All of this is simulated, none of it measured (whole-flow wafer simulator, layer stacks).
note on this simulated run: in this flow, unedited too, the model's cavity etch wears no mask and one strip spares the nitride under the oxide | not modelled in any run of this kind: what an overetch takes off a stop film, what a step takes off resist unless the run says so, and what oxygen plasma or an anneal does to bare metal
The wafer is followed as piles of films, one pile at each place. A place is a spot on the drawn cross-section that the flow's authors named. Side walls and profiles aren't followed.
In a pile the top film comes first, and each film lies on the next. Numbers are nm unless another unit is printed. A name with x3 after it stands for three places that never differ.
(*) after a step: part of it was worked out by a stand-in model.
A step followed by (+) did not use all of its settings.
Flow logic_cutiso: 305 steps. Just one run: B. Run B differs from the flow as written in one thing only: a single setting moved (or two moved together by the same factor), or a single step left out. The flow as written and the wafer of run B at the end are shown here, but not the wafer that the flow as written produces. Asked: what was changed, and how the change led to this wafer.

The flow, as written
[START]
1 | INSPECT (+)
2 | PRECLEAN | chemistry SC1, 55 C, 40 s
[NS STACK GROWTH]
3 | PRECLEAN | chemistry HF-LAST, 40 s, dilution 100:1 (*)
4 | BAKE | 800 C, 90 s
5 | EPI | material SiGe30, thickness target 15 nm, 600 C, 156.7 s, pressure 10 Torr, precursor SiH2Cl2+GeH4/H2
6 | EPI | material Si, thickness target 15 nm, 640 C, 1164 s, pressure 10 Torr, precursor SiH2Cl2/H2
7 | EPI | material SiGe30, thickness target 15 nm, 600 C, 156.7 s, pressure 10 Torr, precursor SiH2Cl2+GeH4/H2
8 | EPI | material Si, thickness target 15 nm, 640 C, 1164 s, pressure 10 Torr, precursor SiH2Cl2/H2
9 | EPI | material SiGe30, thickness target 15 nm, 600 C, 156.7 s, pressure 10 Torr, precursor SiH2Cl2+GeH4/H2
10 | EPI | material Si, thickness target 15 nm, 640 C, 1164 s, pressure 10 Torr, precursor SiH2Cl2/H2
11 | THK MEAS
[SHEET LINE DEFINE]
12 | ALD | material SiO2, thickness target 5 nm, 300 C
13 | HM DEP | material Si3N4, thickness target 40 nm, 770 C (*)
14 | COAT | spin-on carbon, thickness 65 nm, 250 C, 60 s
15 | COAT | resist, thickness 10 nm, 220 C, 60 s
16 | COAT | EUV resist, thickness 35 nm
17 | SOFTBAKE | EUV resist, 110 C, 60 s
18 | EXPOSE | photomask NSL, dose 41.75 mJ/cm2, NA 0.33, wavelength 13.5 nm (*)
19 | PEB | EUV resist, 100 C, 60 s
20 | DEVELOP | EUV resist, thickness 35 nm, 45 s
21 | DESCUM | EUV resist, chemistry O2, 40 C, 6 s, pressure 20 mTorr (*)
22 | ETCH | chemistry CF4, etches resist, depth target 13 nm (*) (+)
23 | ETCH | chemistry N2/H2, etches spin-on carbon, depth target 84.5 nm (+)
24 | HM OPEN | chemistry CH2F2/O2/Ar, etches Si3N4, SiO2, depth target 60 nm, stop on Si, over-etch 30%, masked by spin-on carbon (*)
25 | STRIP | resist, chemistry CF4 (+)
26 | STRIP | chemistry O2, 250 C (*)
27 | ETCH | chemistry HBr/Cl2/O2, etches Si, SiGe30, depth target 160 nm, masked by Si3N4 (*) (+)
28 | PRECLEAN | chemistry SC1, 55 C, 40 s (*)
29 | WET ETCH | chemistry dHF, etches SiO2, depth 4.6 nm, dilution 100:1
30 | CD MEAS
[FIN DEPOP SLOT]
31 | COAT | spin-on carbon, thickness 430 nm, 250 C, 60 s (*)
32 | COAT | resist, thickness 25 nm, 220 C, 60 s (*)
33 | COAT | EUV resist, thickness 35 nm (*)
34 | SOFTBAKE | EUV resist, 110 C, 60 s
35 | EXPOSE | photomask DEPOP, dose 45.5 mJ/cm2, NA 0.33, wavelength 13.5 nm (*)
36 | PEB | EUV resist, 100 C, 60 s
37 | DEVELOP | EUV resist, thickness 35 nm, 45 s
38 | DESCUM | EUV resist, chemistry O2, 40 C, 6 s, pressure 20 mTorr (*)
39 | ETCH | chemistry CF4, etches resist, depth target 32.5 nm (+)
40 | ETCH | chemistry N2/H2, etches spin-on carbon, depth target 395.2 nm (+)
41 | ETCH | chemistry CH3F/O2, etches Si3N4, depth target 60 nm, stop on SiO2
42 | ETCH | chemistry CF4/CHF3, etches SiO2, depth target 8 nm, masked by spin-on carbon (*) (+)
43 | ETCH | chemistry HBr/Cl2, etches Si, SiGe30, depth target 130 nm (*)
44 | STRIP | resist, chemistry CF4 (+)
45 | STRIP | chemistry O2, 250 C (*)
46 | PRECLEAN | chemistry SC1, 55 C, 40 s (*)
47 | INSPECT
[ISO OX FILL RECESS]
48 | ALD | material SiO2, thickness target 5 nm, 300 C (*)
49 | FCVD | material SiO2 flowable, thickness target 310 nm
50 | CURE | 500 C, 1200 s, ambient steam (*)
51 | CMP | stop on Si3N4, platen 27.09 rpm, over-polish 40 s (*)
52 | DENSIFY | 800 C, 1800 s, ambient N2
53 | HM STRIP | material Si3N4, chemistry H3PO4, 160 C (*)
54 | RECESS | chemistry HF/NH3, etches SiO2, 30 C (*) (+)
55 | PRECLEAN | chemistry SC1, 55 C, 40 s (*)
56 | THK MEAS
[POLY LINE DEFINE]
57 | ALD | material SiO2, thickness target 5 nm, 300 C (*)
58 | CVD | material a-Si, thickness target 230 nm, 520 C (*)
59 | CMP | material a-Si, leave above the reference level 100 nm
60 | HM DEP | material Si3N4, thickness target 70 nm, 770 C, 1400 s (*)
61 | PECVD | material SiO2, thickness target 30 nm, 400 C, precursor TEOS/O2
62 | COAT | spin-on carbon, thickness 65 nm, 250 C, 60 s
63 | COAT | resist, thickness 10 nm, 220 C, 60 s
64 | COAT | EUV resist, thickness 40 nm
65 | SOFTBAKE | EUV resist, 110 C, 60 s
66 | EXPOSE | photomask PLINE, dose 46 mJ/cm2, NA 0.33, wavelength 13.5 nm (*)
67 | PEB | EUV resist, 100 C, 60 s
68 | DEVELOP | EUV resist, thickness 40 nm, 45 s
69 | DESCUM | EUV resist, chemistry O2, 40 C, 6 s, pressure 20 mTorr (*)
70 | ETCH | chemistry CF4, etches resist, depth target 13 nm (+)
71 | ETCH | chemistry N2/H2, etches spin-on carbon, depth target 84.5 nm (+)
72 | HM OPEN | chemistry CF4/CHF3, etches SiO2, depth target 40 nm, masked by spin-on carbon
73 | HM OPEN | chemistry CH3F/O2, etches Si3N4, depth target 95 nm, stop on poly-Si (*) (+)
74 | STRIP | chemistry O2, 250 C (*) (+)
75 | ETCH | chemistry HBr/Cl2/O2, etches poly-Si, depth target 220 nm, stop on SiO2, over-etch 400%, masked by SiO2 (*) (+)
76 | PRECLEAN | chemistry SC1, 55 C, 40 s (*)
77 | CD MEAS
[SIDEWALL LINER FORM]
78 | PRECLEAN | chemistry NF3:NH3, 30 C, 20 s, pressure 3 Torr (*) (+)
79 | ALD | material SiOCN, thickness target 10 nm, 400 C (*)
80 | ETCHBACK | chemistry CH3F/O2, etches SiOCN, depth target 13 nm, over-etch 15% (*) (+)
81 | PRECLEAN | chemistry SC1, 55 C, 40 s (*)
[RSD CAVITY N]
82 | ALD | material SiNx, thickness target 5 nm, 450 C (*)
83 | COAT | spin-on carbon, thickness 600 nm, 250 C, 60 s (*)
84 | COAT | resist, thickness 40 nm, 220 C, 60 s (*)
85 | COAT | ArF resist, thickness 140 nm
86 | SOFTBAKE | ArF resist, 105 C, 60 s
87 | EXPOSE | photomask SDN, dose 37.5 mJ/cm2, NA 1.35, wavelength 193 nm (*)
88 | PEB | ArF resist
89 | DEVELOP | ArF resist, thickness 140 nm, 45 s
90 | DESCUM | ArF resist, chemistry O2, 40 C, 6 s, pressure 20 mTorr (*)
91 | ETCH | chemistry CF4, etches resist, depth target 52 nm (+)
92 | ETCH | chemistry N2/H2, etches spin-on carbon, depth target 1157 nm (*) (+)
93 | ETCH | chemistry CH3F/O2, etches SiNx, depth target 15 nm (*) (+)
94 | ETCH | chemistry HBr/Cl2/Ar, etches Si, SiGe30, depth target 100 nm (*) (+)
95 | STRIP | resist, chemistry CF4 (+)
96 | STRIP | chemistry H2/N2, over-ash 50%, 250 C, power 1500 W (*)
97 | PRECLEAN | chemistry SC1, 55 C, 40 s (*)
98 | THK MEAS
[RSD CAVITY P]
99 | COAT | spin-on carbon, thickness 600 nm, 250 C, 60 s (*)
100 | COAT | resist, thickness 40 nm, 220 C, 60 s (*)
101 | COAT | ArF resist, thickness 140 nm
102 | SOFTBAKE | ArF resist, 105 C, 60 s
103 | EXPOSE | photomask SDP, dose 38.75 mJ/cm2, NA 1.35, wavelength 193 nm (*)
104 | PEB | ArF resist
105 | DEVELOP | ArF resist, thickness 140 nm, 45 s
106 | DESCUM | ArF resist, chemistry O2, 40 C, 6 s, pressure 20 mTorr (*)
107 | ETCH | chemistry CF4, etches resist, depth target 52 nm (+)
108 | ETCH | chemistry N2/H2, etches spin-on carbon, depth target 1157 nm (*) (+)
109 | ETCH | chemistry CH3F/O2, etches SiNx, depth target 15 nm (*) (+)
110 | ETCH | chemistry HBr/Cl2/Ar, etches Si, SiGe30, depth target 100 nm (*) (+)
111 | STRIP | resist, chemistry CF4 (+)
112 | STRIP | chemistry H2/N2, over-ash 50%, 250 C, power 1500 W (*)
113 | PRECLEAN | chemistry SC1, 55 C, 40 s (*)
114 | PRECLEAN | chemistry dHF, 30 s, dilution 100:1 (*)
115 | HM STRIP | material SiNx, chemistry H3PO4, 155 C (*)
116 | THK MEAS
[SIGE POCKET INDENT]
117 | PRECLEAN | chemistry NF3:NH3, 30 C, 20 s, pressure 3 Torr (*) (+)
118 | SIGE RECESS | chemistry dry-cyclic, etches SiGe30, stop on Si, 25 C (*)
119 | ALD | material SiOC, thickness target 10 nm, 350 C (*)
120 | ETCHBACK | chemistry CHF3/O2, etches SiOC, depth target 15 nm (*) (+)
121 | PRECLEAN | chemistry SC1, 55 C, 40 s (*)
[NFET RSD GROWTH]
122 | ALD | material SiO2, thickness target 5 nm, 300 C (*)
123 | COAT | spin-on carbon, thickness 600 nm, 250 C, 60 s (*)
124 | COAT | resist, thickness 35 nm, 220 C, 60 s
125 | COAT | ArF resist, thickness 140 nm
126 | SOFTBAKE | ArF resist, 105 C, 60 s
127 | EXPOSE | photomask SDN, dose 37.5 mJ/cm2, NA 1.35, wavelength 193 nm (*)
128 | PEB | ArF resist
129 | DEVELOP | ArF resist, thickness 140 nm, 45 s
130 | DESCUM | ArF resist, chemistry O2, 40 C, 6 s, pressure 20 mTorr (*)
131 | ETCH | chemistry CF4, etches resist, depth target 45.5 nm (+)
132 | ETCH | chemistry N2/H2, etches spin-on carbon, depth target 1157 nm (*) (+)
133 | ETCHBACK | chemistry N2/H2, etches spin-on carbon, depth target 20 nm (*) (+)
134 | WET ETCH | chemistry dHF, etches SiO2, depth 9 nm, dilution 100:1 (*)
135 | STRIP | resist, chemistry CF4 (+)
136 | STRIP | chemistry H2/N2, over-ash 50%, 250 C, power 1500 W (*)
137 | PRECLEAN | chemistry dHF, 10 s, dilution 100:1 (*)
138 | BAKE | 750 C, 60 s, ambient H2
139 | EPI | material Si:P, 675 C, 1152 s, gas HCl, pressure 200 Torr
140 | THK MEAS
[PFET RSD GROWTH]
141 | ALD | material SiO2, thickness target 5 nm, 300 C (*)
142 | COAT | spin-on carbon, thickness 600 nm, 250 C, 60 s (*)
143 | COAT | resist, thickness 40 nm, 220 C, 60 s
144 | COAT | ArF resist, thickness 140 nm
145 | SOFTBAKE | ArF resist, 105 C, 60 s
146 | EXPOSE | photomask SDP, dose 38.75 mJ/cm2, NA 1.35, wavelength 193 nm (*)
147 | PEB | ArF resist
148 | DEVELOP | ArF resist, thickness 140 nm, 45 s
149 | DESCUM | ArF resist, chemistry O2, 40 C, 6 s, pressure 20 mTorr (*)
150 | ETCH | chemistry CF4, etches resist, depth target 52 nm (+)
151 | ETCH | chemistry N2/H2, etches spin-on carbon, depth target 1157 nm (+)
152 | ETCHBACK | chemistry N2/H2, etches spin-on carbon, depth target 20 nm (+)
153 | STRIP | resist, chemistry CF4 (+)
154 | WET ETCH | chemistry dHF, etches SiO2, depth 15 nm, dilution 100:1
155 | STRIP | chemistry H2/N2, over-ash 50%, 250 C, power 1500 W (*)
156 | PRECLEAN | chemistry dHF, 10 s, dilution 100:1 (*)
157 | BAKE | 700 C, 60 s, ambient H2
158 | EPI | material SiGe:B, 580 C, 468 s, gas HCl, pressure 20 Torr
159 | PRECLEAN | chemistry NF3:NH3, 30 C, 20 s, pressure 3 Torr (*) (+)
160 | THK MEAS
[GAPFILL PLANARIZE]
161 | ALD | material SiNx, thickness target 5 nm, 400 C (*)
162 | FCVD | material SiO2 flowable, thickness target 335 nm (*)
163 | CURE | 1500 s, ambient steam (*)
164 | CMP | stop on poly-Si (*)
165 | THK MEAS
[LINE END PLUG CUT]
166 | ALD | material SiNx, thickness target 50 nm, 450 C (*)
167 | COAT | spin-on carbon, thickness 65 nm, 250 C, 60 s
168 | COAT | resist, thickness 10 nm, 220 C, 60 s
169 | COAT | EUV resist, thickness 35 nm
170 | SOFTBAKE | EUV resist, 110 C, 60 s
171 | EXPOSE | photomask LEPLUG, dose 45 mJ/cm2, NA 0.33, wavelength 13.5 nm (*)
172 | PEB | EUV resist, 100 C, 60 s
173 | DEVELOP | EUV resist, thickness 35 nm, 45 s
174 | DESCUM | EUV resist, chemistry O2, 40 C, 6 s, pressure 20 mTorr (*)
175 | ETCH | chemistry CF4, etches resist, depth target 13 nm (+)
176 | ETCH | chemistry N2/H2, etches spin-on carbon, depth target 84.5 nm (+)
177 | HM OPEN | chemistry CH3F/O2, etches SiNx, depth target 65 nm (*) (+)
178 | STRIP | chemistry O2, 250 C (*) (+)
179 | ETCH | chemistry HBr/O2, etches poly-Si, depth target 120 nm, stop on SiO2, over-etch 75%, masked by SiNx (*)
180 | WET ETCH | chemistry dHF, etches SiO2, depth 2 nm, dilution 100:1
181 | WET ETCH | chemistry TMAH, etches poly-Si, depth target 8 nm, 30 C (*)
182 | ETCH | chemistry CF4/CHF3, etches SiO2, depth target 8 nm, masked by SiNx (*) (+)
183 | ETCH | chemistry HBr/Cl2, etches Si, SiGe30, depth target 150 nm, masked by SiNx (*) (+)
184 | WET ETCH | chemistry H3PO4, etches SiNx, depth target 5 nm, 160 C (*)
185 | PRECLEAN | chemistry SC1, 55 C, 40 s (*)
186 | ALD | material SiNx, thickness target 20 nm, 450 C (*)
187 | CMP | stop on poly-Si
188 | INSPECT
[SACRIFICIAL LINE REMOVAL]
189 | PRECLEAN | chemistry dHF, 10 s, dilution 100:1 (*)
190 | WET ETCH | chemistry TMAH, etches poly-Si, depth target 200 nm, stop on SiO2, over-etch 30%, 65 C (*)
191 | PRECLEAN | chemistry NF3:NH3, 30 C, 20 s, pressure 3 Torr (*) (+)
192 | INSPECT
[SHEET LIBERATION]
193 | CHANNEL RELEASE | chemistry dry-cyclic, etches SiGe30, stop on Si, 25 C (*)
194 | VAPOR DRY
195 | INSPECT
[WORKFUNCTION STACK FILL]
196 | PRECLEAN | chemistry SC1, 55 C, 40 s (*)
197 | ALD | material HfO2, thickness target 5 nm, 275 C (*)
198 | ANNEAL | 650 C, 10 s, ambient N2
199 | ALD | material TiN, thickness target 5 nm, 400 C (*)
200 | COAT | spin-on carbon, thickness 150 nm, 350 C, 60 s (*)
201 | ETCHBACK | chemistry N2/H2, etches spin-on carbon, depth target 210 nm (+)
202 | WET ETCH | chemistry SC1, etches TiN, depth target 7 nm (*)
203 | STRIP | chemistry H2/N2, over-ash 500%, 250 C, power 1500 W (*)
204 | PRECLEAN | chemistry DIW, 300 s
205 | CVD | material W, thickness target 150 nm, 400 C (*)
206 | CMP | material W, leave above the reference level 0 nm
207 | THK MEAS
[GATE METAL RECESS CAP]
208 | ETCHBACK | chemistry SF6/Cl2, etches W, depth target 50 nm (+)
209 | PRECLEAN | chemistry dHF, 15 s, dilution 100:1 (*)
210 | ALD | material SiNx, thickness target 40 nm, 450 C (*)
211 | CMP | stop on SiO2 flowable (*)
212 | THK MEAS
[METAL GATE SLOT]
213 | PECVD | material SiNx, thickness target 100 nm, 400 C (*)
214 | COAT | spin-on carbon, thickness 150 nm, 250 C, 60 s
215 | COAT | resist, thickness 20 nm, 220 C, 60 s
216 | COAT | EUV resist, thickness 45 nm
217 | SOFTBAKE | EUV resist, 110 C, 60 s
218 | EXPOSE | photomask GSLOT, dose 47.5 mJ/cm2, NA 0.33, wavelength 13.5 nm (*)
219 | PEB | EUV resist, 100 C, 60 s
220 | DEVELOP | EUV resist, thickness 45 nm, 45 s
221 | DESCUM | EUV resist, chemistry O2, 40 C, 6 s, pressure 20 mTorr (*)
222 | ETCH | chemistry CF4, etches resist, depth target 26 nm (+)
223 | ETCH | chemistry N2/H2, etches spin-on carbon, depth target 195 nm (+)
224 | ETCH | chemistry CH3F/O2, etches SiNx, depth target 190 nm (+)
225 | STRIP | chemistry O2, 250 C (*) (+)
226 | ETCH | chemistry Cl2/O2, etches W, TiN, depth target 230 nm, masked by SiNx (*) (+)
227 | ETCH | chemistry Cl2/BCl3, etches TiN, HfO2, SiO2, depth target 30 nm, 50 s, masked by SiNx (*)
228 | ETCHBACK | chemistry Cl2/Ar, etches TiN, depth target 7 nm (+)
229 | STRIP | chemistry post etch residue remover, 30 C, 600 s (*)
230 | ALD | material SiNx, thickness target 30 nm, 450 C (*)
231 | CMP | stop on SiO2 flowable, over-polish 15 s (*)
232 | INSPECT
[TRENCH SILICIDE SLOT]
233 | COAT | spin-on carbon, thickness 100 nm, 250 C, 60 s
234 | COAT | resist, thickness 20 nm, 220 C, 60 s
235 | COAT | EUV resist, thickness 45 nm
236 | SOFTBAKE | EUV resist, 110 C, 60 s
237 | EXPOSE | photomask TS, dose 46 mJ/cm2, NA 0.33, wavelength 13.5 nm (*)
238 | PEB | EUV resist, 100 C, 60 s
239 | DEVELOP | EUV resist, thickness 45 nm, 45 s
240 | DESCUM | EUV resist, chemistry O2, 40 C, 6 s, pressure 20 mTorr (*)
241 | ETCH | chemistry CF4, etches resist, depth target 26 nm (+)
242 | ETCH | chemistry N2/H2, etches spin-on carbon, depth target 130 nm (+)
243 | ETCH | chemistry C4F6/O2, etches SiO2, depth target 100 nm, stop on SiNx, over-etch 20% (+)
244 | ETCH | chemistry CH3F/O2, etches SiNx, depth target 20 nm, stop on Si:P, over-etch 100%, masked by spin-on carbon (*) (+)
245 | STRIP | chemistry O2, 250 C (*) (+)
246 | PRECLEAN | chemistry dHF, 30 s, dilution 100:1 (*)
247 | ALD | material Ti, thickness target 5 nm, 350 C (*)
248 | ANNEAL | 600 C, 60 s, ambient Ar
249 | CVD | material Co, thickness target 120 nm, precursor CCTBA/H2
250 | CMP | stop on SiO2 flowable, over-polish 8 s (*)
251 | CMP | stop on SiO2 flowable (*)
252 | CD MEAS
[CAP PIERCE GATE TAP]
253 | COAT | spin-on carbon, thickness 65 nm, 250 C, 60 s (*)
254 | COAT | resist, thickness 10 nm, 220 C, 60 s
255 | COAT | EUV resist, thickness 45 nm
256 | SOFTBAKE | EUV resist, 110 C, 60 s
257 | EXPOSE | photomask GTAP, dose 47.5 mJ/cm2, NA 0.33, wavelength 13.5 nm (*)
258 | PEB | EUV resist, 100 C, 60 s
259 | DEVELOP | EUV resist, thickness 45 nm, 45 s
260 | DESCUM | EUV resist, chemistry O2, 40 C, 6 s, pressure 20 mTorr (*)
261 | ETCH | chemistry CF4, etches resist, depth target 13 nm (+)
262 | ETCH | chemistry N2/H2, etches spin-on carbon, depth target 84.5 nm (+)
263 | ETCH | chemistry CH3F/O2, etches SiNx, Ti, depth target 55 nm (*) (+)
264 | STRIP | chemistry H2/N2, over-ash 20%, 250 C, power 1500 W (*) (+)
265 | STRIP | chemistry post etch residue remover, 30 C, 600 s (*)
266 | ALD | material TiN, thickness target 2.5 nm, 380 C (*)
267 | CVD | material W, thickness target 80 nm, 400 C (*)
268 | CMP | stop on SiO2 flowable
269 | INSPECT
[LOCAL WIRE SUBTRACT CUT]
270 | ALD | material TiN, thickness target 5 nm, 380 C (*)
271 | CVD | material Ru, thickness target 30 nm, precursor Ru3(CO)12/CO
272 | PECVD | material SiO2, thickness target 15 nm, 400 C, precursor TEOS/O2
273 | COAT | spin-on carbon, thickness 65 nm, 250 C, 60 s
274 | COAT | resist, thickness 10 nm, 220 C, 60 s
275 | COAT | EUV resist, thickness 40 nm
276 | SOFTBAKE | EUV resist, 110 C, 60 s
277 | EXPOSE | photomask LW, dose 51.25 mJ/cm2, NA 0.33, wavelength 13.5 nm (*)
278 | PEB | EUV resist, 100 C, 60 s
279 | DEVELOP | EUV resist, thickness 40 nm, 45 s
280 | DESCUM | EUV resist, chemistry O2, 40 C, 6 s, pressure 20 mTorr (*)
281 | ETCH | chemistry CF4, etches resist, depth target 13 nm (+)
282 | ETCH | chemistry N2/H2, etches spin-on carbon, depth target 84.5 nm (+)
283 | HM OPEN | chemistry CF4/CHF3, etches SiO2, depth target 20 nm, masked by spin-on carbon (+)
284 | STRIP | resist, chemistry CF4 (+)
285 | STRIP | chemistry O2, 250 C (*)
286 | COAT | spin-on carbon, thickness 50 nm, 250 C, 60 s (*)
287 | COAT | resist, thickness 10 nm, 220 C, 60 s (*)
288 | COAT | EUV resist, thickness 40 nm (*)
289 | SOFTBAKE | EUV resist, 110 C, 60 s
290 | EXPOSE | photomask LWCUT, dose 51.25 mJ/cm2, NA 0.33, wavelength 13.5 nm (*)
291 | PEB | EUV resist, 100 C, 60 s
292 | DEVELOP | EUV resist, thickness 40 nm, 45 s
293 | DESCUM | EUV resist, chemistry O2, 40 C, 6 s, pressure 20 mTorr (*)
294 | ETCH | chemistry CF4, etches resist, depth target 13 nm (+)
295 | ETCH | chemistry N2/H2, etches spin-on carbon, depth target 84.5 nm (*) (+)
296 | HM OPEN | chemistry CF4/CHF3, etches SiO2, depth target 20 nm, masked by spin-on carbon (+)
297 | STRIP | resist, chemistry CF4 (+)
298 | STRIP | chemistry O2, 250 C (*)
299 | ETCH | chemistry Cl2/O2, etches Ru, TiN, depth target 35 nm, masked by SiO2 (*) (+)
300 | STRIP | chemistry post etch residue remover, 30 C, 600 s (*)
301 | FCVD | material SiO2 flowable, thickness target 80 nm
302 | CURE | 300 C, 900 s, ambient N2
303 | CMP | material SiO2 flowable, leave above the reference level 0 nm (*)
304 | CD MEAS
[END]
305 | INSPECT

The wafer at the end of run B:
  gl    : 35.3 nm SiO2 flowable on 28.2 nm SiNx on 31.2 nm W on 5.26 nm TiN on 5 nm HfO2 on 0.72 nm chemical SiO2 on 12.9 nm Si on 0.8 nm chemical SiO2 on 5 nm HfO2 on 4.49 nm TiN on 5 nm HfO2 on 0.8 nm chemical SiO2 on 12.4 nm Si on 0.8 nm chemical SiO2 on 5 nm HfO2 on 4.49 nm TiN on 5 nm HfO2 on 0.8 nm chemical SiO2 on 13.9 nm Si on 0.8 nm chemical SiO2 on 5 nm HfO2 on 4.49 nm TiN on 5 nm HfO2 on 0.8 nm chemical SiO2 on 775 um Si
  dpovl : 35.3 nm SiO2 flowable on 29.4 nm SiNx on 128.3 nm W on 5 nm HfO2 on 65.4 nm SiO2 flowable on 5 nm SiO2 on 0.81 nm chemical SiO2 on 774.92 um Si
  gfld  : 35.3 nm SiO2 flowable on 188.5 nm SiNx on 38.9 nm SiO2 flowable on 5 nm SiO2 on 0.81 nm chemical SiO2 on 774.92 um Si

What caused this: step 8, EPI: 1048 s was run, while the flow as written has 1164 s.

Step by step, how the change led to this:
  8 | EPI | material Si, thickness target 15 nm, 640 C, 1164 s, pressure 10 Torr, precursor SiH2Cl2/H2
      depop, dpovl, gfld and 19 more: Si gains 13.5 (new film) (it would be, as written: Si gains 15 (new film))
  27 | ETCH | chemistry HBr/Cl2/O2, etches Si, SiGe30, depth target 160 nm, masked by Si3N4 (*) (+)
      gfld, gxf, iso, lnri: chemical SiO2 loses 0.79 (all of it), Si loses 11.4 (all of it), SiGe30 loses 15 (all of it), Si loses 13.5 (all of it), SiGe30 loses 15 (all of it), Si loses 15 (all of it), SiGe30 loses 15 (all of it), Si loses 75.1 (it would be, as written: chemical SiO2 loses 0.79 (all of it), Si loses 11.4 (all of it), SiGe30 loses 15 (all of it), Si loses 15 (all of it), SiGe30 loses 15 (all of it), Si loses 15 (all of it), SiGe30 loses 15 (all of it), Si loses 73.6)
      dpovl, nsgap: chemical SiO2 loses 0.79 (all of it), Si loses 11.8 (all of it), SiGe30 loses 15 (all of it), Si loses 13.5 (all of it), SiGe30 loses 15 (all of it), Si loses 15 (all of it), SiGe30 loses 15 (all of it), Si loses 74.7 (it would be, as written: chemical SiO2 loses 0.79 (all of it), Si loses 11.8 (all of it), SiGe30 loses 15 (all of it), Si loses 15 (all of it), SiGe30 loses 15 (all of it), Si loses 15 (all of it), SiGe30 loses 15 (all of it), Si loses 73.2)
      (and at 1 other place as well)
  43 | ETCH | chemistry HBr/Cl2, etches Si, SiGe30, depth target 130 nm (*)
      depop: Si loses 14 (all of it), SiGe30 loses 15 (all of it), Si loses 13.5 (all of it), SiGe30 loses 15 (all of it), Si loses 15 (all of it), SiGe30 loses 15 (all of it), Si loses 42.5 (it would be, as written: Si loses 14 (all of it), SiGe30 loses 15 (all of it), Si loses 15 (all of it), SiGe30 loses 15 (all of it), Si loses 15 (all of it), SiGe30 loses 15 (all of it), Si loses 41)
  94 | ETCH | chemistry HBr/Cl2/Ar, etches Si, SiGe30, depth target 100 nm (*) (+)
      rsdn, rsdx: chemical SiO2 loses 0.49 (all of it), Si loses 12.8 (all of it), SiGe30 loses 15 (all of it), Si loses 13.5 (all of it), SiGe30 loses 15 (all of it), Si loses 15 (all of it), SiGe30 loses 15 (all of it), Si loses 13.7 (it would be, as written: chemical SiO2 loses 0.49 (all of it), Si loses 12.8 (all of it), SiGe30 loses 15 (all of it), Si loses 15 (all of it), SiGe30 loses 15 (all of it), Si loses 15 (all of it), SiGe30 loses 15 (all of it), Si loses 12.2)
  110 | ETCH | chemistry HBr/Cl2/Ar, etches Si, SiGe30, depth target 100 nm (*) (+)
      rsdp, rsdw: chemical SiO2 loses 0.49 (all of it), Si loses 12.8 (all of it), SiGe30 loses 15 (all of it), Si loses 13.5 (all of it), SiGe30 loses 15 (all of it), Si loses 15 (all of it), SiGe30 loses 15 (all of it), Si loses 13.7 (it would be, as written: chemical SiO2 loses 0.49 (all of it), Si loses 12.8 (all of it), SiGe30 loses 15 (all of it), Si loses 15 (all of it), SiGe30 loses 15 (all of it), Si loses 15 (all of it), SiGe30 loses 15 (all of it), Si loses 12.2)
  183 | ETCH | chemistry HBr/Cl2, etches Si, SiGe30, depth target 150 nm, masked by SiNx (*) (+)
      plug: Si loses 13.6 (all of it), SiGe30 loses 15 (all of it), Si loses 13.5 (all of it), SiGe30 loses 15 (all of it), Si loses 15 (all of it), SiGe30 loses 15 (all of it), Si loses 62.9 (it would be, as written: Si loses 13.6 (all of it), SiGe30 loses 15 (all of it), Si loses 15 (all of it), SiGe30 loses 15 (all of it), Si loses 15 (all of it), SiGe30 loses 15 (all of it), Si loses 61.4)
